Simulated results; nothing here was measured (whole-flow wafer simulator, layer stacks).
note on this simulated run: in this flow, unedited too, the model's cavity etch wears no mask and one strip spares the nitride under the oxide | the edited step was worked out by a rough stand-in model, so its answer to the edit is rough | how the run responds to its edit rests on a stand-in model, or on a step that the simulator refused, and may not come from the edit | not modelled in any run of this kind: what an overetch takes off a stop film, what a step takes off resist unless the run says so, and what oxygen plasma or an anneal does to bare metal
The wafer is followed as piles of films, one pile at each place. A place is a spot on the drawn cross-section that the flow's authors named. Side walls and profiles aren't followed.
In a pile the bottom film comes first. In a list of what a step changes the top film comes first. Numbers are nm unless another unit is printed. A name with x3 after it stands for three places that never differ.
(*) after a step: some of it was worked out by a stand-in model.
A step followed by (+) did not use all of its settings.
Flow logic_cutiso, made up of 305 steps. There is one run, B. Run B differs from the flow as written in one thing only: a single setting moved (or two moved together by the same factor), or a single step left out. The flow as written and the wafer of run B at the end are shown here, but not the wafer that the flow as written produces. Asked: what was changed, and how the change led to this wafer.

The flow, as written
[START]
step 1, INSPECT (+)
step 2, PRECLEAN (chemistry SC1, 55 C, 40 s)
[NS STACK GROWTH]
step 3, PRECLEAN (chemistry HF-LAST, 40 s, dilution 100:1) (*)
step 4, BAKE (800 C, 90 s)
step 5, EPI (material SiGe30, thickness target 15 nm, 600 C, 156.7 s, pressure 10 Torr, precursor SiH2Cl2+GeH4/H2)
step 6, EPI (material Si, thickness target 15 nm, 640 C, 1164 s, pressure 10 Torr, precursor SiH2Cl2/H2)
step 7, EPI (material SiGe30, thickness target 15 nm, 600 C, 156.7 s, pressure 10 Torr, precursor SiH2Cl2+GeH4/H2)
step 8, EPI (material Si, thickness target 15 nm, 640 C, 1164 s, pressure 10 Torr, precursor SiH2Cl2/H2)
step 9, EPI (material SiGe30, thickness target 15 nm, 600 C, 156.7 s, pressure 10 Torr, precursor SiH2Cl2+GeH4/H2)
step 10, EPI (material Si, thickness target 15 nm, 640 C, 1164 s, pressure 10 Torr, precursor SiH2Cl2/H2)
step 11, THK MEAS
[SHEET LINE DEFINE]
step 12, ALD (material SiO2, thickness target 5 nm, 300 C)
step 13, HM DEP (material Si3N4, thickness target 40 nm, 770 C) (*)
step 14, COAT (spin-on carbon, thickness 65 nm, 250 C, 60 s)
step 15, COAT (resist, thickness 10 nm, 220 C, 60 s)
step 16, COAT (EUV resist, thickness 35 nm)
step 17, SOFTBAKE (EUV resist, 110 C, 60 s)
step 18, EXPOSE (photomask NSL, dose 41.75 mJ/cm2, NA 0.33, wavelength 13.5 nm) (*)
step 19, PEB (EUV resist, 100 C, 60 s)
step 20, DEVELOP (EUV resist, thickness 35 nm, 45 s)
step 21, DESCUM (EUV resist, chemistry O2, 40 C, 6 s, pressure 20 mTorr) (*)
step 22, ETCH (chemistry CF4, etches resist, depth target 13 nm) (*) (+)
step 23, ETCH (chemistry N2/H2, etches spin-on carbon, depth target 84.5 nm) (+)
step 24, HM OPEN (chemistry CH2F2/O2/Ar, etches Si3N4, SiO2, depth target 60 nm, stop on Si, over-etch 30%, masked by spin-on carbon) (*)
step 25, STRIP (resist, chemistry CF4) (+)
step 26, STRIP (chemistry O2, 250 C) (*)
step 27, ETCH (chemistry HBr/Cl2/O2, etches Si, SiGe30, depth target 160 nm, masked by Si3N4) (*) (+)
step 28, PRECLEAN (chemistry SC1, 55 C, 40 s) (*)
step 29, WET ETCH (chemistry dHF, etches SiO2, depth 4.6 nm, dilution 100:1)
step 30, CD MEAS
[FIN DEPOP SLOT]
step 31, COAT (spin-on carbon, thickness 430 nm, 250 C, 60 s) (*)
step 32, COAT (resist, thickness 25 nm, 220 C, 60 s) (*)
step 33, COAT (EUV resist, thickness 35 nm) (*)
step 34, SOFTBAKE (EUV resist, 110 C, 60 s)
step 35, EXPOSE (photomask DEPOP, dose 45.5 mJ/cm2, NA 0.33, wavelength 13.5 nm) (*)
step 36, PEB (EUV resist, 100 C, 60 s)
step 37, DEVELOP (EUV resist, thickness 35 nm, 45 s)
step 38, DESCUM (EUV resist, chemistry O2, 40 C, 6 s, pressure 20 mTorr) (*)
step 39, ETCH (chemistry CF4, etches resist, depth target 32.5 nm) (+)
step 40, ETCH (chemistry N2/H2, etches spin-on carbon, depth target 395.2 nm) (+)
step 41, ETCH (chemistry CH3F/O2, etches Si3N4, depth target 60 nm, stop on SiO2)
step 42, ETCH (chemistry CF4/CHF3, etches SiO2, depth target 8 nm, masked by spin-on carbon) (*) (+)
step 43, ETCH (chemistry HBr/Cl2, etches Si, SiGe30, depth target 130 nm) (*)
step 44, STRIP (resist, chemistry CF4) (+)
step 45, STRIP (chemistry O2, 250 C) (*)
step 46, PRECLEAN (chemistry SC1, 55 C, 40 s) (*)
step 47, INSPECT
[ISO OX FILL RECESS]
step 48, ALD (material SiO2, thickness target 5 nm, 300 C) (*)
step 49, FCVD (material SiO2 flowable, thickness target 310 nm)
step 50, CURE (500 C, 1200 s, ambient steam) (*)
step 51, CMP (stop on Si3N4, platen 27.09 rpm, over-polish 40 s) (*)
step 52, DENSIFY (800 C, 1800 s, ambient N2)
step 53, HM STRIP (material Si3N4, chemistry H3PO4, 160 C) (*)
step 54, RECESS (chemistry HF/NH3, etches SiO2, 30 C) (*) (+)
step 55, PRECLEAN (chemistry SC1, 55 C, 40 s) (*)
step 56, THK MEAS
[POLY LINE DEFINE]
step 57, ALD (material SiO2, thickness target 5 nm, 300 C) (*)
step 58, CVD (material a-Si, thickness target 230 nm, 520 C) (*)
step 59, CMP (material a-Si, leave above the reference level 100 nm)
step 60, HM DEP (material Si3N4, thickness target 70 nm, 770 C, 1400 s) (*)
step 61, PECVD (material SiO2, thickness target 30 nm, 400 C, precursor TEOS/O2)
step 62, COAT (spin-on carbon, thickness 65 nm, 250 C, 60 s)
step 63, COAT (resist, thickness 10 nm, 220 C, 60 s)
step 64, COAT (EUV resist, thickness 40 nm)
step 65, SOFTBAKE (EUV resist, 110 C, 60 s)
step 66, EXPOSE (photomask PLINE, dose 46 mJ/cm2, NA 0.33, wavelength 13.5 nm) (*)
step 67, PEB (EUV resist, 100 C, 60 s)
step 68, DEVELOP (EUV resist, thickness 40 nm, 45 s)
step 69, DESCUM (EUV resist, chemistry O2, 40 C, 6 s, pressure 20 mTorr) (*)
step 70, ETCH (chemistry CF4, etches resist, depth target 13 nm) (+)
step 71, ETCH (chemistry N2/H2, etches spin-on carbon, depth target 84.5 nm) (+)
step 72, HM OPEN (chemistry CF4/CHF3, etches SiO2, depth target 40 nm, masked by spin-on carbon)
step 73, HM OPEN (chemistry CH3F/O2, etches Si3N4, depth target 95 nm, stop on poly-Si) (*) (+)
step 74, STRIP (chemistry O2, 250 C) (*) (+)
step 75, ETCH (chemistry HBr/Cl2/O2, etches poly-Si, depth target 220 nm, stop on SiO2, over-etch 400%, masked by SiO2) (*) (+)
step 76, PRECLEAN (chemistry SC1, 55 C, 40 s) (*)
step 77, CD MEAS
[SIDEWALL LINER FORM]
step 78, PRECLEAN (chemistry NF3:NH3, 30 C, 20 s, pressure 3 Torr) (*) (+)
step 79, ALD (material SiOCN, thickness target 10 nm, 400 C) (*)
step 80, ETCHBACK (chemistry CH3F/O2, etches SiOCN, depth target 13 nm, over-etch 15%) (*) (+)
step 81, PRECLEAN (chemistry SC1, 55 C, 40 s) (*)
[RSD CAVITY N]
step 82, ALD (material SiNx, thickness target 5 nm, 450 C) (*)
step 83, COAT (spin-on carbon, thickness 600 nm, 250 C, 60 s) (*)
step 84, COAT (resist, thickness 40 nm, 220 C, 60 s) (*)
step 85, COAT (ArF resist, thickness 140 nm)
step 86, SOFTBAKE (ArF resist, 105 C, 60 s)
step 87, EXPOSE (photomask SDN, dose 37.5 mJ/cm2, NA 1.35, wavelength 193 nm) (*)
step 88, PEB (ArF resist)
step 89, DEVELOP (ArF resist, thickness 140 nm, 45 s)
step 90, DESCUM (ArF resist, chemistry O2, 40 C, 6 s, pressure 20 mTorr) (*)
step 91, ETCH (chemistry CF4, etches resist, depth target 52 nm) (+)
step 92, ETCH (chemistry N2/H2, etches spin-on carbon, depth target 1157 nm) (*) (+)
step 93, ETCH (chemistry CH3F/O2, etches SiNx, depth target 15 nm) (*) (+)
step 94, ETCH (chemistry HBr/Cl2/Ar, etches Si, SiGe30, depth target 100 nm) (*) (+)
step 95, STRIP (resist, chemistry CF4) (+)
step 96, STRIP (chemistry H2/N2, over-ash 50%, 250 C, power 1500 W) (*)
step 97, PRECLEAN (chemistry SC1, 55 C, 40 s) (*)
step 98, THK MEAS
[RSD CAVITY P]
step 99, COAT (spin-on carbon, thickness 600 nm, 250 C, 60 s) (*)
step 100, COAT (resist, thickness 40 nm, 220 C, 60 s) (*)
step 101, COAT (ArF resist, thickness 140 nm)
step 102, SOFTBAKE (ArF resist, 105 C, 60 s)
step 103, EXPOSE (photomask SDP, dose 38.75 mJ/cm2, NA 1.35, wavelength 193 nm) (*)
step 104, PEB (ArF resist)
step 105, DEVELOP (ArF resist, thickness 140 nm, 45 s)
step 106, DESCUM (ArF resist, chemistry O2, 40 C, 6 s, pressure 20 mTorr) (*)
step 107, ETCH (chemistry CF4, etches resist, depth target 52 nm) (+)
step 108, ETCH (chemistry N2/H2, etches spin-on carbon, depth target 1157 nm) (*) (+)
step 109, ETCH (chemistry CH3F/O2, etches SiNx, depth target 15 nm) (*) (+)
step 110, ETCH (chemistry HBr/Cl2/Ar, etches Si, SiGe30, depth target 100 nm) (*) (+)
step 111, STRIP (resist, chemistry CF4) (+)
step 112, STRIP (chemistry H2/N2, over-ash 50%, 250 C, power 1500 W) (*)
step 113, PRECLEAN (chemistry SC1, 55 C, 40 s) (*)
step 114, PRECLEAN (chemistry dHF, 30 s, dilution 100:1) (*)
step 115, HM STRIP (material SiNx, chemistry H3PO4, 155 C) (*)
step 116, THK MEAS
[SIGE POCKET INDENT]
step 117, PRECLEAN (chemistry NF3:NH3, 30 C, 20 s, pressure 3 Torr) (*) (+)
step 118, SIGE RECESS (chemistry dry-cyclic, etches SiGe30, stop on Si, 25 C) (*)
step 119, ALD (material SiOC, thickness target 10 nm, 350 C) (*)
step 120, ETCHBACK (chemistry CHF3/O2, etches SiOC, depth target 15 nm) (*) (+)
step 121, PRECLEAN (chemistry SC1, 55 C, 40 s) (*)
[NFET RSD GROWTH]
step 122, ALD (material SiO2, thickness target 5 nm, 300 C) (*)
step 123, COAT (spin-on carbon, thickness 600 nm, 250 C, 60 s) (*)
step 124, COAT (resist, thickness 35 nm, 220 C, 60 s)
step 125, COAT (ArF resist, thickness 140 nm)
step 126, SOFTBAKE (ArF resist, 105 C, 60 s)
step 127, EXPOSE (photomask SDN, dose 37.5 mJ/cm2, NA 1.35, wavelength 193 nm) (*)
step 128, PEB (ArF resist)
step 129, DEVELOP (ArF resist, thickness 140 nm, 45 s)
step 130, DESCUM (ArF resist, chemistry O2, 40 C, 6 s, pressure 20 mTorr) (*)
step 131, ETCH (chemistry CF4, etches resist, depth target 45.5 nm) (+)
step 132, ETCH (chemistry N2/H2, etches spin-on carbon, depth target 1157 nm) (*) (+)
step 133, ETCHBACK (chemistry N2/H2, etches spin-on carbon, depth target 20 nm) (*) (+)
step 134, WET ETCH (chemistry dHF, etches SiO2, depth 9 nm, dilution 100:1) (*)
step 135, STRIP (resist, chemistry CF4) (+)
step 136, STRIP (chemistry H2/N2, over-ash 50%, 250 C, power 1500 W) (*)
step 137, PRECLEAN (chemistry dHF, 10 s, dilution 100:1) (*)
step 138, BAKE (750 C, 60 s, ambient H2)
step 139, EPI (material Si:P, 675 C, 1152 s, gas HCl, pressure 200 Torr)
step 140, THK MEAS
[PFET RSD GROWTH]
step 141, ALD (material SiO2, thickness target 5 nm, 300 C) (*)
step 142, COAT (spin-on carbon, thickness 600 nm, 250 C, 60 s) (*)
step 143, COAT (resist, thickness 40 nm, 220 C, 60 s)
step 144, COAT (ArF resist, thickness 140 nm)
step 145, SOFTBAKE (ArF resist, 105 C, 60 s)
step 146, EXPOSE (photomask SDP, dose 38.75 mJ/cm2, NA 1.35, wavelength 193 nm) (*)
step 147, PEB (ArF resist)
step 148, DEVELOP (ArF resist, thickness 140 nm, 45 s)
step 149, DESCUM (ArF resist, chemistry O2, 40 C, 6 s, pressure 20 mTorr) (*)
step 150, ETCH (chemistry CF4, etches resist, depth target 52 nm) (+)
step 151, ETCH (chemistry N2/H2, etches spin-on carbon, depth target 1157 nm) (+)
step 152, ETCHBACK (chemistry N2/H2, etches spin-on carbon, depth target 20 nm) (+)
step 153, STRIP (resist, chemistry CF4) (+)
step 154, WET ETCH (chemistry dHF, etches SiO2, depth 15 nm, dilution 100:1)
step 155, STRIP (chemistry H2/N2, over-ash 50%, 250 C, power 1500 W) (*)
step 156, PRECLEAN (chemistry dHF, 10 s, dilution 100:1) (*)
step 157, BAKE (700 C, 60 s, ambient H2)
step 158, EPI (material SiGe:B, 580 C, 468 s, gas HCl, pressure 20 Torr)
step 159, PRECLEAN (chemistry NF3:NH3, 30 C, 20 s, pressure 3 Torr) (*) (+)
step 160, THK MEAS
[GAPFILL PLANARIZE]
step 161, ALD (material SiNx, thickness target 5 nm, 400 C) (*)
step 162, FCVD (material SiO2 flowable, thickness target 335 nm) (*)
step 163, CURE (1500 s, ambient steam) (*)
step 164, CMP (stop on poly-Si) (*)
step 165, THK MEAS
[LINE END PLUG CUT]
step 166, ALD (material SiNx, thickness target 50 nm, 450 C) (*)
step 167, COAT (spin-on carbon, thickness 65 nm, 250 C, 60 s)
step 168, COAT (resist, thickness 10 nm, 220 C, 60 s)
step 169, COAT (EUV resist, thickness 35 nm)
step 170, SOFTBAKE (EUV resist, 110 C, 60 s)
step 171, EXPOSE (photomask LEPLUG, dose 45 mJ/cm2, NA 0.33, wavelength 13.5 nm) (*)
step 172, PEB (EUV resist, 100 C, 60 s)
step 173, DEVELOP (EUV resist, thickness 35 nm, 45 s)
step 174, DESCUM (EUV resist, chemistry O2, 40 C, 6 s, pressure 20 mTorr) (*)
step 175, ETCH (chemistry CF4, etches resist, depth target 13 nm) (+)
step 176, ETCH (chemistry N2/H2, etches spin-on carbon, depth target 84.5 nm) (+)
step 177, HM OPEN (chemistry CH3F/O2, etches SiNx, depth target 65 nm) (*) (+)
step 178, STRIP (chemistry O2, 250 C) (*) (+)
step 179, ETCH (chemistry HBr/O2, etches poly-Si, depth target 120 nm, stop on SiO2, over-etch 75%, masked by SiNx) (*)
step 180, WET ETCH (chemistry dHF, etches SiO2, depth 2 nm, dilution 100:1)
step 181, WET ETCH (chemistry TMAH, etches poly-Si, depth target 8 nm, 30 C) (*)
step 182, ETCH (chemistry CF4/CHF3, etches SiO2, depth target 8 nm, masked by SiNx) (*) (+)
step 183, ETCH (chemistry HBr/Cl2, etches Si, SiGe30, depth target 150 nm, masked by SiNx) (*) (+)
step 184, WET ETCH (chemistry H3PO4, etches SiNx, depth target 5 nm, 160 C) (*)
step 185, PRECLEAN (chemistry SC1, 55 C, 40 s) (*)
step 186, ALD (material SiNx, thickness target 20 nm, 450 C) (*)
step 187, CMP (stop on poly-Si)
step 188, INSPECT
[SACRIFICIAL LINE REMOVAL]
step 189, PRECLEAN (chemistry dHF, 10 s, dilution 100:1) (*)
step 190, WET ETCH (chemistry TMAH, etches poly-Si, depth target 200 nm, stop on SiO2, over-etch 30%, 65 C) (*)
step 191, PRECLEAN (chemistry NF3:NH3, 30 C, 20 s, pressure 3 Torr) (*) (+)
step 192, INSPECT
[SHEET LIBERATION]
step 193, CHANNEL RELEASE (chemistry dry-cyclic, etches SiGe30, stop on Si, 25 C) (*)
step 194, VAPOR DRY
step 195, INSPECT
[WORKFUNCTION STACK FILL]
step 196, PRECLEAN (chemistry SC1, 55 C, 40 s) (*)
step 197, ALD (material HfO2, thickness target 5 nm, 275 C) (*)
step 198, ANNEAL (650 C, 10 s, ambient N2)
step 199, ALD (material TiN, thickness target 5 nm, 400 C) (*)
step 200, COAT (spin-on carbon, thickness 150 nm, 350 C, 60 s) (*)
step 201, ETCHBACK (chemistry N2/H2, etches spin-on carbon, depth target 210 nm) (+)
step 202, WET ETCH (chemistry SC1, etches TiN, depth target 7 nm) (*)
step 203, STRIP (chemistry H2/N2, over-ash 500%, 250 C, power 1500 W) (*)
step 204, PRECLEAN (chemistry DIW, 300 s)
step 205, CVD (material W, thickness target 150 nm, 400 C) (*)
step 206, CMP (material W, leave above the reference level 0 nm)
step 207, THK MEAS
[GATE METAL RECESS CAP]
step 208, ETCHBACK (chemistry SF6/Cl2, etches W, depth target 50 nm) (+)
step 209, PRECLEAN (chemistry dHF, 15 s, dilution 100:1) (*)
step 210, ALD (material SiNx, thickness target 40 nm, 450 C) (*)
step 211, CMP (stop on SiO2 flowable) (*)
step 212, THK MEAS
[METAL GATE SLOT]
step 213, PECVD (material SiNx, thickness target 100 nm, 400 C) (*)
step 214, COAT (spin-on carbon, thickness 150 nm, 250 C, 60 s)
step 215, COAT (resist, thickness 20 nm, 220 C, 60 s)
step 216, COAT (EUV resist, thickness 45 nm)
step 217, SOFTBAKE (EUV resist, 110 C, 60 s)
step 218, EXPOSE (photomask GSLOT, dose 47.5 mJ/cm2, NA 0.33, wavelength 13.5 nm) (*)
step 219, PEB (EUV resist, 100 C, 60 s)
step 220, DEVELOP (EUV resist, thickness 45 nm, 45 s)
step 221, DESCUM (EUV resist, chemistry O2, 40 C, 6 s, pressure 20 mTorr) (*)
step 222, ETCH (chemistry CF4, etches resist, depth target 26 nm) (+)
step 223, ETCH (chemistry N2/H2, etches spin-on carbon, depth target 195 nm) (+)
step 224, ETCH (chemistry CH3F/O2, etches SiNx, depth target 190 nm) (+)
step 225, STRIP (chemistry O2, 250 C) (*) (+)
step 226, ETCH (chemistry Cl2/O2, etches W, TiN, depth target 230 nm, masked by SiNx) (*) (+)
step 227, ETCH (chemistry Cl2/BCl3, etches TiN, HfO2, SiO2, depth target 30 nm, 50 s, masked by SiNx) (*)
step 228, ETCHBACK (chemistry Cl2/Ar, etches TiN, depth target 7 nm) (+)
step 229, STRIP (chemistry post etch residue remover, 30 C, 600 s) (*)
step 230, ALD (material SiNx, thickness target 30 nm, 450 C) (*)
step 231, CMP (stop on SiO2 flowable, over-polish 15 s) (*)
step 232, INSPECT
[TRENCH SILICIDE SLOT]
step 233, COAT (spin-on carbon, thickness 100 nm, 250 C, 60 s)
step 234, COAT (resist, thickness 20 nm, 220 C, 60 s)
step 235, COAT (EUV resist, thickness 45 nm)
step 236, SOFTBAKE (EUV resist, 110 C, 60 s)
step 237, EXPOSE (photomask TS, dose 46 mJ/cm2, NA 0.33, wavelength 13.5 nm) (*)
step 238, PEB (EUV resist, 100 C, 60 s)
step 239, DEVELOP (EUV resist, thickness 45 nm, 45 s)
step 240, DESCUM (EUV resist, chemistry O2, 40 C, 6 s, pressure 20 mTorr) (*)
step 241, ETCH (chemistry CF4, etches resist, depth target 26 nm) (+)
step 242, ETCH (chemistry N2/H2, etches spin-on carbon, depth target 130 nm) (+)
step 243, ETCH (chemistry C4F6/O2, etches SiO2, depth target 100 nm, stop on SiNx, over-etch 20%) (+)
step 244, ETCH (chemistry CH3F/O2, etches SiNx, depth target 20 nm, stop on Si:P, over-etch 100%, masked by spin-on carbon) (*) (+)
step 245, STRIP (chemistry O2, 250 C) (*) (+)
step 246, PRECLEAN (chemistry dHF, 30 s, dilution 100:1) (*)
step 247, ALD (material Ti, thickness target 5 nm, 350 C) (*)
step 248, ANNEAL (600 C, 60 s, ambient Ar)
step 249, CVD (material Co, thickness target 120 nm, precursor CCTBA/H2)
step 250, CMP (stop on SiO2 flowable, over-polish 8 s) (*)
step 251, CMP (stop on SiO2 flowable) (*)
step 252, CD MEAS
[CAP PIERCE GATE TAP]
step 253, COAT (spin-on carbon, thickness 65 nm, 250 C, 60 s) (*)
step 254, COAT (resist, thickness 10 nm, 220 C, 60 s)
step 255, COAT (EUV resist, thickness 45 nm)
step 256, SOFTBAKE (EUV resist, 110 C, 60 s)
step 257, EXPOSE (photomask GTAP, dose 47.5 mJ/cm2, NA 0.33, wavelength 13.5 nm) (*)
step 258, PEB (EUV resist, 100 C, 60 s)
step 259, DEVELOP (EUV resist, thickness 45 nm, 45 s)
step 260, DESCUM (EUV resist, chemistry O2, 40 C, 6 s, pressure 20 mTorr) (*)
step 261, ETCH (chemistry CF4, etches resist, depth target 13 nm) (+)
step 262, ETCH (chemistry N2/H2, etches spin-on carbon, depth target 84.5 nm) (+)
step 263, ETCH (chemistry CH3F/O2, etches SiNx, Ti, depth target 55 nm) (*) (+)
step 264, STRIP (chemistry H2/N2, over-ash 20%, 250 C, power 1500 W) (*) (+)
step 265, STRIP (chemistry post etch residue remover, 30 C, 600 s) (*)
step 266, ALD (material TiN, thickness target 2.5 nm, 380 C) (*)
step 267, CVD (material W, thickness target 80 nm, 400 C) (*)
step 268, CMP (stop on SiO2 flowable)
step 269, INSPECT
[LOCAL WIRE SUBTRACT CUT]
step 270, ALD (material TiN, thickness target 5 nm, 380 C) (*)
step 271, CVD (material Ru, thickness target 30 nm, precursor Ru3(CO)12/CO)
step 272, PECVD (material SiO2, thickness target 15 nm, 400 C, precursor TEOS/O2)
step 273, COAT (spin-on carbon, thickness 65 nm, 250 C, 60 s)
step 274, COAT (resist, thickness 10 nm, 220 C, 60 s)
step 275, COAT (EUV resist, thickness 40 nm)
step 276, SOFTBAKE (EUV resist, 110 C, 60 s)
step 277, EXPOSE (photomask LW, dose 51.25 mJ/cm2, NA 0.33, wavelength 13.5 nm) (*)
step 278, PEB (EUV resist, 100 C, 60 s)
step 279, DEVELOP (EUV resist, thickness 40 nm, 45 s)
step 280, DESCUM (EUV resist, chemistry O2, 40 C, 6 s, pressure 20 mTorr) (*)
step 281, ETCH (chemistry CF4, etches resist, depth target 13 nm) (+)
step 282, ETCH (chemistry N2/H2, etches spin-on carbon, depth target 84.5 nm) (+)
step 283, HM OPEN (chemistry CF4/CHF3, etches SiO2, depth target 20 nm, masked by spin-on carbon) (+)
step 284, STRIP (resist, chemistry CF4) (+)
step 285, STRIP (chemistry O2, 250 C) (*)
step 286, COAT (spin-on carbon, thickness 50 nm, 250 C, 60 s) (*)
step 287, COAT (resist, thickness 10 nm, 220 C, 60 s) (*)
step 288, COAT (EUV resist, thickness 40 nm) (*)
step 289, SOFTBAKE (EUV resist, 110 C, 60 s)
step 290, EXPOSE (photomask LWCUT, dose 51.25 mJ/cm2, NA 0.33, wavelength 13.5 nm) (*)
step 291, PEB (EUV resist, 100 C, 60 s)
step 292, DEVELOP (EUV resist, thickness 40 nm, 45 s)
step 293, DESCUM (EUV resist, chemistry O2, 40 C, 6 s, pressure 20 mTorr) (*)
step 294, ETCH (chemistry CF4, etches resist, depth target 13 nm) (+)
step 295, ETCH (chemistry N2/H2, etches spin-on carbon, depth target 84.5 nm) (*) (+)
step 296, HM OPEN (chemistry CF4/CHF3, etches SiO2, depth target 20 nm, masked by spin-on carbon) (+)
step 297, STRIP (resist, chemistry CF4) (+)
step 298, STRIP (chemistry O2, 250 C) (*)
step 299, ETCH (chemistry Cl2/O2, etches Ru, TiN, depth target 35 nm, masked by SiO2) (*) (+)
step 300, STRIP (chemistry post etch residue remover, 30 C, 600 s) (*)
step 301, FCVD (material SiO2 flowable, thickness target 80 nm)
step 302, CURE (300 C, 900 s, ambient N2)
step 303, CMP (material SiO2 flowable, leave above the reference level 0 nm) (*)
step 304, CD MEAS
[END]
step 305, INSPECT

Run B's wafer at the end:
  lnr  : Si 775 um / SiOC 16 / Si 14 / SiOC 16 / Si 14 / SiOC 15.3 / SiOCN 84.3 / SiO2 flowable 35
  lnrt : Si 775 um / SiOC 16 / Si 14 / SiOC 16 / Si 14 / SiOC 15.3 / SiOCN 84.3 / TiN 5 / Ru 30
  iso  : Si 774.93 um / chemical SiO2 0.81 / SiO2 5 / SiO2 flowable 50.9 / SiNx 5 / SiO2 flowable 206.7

The reason: step 75, ETCH: depth target 258.5 nm was run, though the flow has depth target 220 nm.

Step by step, how the change led to this:
  step 75, ETCH (chemistry HBr/Cl2/O2, etches poly-Si, depth target 220 nm, stop on SiO2, over-etch 400%, masked by SiO2) (*) (+)
      lnr, lnrp, lnrt, rsdn, rsdp, rsdw, rsdx: chemical SiO2 loses 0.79 (all of it), poly-Si loses 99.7 (all of it), SiO2 loses 5 (all of it), chemical SiO2 loses 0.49 (all of it), Si loses 13.9 (all of it) (as written it would have been: chemical SiO2 loses 0.79 (all of it), poly-Si loses 99.7 (all of it), SiO2 loses 5 (all of it))
      iso, lnri: chemical SiO2 loses 0.79 (all of it), poly-Si loses 189.1 (all of it), SiO2 loses 5 (all of it), SiO2 flowable loses 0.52 (as written it would have been: chemical SiO2 loses 0.79 (all of it), poly-Si loses 189.1 (all of it), SiO2 loses 4.55)
  step 80, ETCHBACK (chemistry CH3F/O2, etches SiOCN, depth target 13 nm, over-etch 15%) (*) (+)
      rsdn, rsdp, rsdw, rsdx: SiOCN loses 10 (all of it), SiGe30 loses 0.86 (as written it would have been: SiOCN loses 10 (all of it), Si loses 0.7)
      lnr, lnrp, lnrt: SiOCN gains 189.1 (as written it would have been: SiOCN gains 175.1)
  step 94, ETCH (chemistry HBr/Cl2/Ar, etches Si, SiGe30, depth target 100 nm) (*) (+)
      rsdn, rsdx: chemical SiO2 loses 0.49 (all of it), SiGe30 loses 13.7 (all of it), Si loses 15 (all of it), SiGe30 loses 15 (all of it), Si loses 15 (all of it), SiGe30 loses 15 (all of it), Si loses 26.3 (as written it would have been: chemical SiO2 loses 0.49 (all of it), Si loses 12.8 (all of it), SiGe30 loses 15 (all of it), Si loses 15 (all of it), SiGe30 loses 15 (all of it), Si loses 15 (all of it), SiGe30 loses 15 (all of it), Si loses 12.2)
  step 110, ETCH (chemistry HBr/Cl2/Ar, etches Si, SiGe30, depth target 100 nm) (*) (+)
      rsdp, rsdw: chemical SiO2 loses 0.49 (all of it), SiGe30 loses 13.7 (all of it), Si loses 15 (all of it), SiGe30 loses 15 (all of it), Si loses 15 (all of it), SiGe30 loses 15 (all of it), Si loses 26.3 (as written it would have been: chemical SiO2 loses 0.49 (all of it), Si loses 12.8 (all of it), SiGe30 loses 15 (all of it), Si loses 15 (all of it), SiGe30 loses 15 (all of it), Si loses 15 (all of it), SiGe30 loses 15 (all of it), Si loses 12.2)
  step 118, SIGE RECESS (chemistry dry-cyclic, etches SiGe30, stop on Si, 25 C) (*)
      lnr, lnrp, lnrt: SiOCN loses 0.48, cavity gains 15.3 (new film), SiGe30 loses 14.8 (all of it), Si loses 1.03, cavity gains 16 (new film), SiGe30 loses 15 (all of it), Si loses 1.03, cavity gains 16 (new film), SiGe30 loses 15 (all of it), Si loses 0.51 (as written it would have been: SiOCN loses 0.48, Si loses 0.51, cavity gains 16 (new film), SiGe30 loses 15 (all of it), Si loses 1.03, cavity gains 16 (new film), SiGe30 loses 15 (all of it), Si loses 1.03, cavity gains 16 (new film), SiGe30 loses 15 (all of it), Si loses 0.51)
  step 119, ALD (material SiOC, thickness target 10 nm, 350 C) (*)
      lnr, lnrp, lnrt: SiOC gains 10 (new film), SiOC gains 15.3 (new film), cavity loses 15.3 (all of it), SiOC gains 16 (new film), cavity loses 16 (all of it), SiOC gains 16 (new film), cavity loses 16 (all of it) (as written it would have been: SiOC gains 10 (new film), SiOC gains 16 (new film), cavity loses 16 (all of it), SiOC gains 16 (new film), cavity loses 16 (all of it), SiOC gains 16 (new film), cavity loses 16 (all of it))
  step 135, STRIP (resist, chemistry CF4) (+)
      gl: Si3N4 loses 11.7 (as written it would have been: Si3N4 loses 12.3)
  step 139, EPI (material Si:P, 675 C, 1152 s, gas HCl, pressure 200 Torr)
      rsdn, rsdx: Si:P gains 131 (new film) (as written it would have been: Si:P gains 116.9 (new film))
  step 141, ALD (material SiO2, thickness target 5 nm, 300 C) (*)
      gxn: SiO2 gains 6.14 (new film) (as written it would have been: SiO2 gains 10.1 (new film))
  step 158, EPI (material SiGe:B, 580 C, 468 s, gas HCl, pressure 20 Torr)
      rsdp, rsdw: SiGe:B gains 131 (new film) (as written it would have been: SiGe:B gains 116.8 (new film))
  step 159, PRECLEAN (chemistry NF3:NH3, 30 C, 20 s, pressure 3 Torr) (*) (+)
      gxn: SiO2 loses 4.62 (all of it), Si3N4 loses 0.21 (as written it would have been: SiO2 loses 7.5)
  step 164, CMP (stop on poly-Si) (*)
      gxn: SiO2 flowable loses 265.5 (all of it), SiNx loses 5 (all of it), Si3N4 loses 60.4 (all of it) (as written it would have been: SiO2 flowable loses 264.5 (all of it), SiNx loses 5 (all of it), SiO2 loses 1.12 (all of it), Si3N4 loses 60.3 (all of it))
